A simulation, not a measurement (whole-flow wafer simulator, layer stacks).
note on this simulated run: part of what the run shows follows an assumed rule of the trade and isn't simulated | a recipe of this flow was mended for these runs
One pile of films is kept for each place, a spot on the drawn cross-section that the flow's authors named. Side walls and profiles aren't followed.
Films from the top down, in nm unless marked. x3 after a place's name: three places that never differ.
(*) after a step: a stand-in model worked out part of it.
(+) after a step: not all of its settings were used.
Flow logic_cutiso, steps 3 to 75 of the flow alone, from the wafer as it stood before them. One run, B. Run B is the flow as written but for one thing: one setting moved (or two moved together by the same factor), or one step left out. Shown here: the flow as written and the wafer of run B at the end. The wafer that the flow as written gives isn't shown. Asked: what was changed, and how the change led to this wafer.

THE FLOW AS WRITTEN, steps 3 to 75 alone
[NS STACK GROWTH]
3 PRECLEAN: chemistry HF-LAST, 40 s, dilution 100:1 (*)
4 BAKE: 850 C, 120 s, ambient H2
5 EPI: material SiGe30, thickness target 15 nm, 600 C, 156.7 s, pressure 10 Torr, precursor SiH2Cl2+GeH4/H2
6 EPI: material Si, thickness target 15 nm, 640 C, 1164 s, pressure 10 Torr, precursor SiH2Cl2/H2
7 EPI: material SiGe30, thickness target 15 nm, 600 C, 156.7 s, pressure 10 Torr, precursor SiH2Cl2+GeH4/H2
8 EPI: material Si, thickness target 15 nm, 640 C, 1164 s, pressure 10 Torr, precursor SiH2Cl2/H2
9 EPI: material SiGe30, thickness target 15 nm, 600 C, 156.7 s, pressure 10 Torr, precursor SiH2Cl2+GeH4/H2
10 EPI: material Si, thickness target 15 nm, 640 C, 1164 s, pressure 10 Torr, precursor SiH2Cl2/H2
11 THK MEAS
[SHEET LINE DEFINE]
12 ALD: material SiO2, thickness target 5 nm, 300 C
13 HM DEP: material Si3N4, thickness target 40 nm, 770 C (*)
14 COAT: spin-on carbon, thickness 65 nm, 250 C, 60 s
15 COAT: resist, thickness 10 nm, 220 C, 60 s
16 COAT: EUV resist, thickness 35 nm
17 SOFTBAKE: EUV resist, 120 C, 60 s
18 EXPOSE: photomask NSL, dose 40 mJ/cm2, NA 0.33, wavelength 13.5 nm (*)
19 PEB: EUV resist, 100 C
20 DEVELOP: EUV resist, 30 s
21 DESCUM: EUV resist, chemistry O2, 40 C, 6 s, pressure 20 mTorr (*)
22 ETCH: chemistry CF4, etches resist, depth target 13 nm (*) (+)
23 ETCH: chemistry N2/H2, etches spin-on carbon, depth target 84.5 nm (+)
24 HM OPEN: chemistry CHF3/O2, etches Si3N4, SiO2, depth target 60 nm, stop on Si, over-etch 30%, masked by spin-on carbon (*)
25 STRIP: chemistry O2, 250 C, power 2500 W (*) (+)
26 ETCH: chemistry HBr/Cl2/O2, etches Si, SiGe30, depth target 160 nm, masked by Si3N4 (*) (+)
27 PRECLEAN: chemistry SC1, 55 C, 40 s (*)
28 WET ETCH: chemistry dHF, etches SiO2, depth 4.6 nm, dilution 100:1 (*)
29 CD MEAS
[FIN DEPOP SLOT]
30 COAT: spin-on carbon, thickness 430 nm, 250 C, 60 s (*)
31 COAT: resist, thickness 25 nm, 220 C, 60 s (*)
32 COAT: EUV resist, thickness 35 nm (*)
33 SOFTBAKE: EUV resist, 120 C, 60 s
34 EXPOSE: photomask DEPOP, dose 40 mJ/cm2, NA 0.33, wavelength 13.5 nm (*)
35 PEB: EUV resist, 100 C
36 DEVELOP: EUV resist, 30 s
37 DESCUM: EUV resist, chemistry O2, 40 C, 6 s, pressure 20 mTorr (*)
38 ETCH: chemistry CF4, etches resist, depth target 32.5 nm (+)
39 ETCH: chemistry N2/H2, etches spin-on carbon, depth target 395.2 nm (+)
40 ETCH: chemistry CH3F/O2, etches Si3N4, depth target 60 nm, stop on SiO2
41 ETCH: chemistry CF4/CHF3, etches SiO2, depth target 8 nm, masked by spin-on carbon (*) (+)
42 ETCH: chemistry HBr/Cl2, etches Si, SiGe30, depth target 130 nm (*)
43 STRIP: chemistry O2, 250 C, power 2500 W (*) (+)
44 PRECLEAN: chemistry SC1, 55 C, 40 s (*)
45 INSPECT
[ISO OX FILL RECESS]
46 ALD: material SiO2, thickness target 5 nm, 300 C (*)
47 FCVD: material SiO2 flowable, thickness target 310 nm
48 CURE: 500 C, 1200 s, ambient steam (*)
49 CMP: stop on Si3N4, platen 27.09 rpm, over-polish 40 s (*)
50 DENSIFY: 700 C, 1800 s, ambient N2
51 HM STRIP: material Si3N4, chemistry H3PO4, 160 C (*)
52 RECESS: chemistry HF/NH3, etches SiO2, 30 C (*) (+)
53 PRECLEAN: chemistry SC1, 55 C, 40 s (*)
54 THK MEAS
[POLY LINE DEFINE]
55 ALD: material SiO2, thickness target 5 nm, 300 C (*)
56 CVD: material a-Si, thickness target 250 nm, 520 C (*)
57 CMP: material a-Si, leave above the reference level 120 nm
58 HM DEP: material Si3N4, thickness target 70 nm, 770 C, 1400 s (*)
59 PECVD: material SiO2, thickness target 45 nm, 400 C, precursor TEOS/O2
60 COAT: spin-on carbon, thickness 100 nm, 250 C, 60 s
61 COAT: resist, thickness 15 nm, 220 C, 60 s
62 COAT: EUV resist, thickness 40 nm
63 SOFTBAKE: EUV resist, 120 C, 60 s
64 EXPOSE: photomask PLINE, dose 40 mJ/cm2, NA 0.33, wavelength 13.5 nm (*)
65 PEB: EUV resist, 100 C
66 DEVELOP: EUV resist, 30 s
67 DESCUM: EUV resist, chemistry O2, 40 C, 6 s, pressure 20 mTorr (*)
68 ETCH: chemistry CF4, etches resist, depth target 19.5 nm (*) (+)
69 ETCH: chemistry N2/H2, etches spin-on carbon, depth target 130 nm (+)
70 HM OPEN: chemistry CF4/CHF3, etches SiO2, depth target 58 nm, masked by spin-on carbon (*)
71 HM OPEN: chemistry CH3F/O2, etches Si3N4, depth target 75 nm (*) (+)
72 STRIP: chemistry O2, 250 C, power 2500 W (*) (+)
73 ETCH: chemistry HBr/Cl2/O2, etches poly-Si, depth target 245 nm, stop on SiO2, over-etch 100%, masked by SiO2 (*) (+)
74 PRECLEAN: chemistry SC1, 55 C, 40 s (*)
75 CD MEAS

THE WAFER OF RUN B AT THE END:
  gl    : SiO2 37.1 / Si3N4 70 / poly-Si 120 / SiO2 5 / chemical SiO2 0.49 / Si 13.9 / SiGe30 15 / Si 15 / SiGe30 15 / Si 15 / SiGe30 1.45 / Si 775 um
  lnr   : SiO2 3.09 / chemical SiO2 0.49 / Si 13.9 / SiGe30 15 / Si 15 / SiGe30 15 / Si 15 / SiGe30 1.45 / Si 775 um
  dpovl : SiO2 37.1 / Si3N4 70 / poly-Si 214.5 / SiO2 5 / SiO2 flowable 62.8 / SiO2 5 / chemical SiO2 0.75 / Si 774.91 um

The cause: step 5, EPI: 510 C was run, where the flow has 600 C.

How the change led to this, step by step:
  5 EPI: material SiGe30, thickness target 15 nm, 600 C, 156.7 s, pressure 10 Torr, precursor SiH2Cl2+GeH4/H2
      depop, dpovl, gfld and 19 more: SiGe30 +1.45 (new film) (as written it would be: SiGe30 +15 (new film))
  26 ETCH: chemistry HBr/Cl2/O2, etches Si, SiGe30, depth target 160 nm, masked by Si3N4 (*) (+)
      dpovl, gfld, gxf, iso, isow, lnri, nsgap: chemical SiO2 -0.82 (all of it), Si -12 (all of it), SiGe30 -15 (all of it), Si -15 (all of it), SiGe30 -15 (all of it), Si -15 (all of it), SiGe30 -1.45 (all of it), Si -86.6 (as written it would be: chemical SiO2 -0.82 (all of it), Si -12 (all of it), SiGe30 -15 (all of it), Si -15 (all of it), SiGe30 -15 (all of it), Si -15 (all of it), SiGe30 -15 (all of it), Si -73)
  42 ETCH: chemistry HBr/Cl2, etches Si, SiGe30, depth target 130 nm (*)
      depop: Si -13.8 (all of it), SiGe30 -15 (all of it), Si -15 (all of it), SiGe30 -15 (all of it), Si -15 (all of it), SiGe30 -1.45 (all of it), Si -54.8 (as written it would be: Si -13.8 (all of it), SiGe30 -15 (all of it), Si -15 (all of it), SiGe30 -15 (all of it), Si -15 (all of it), SiGe30 -15 (all of it), Si -41.2)
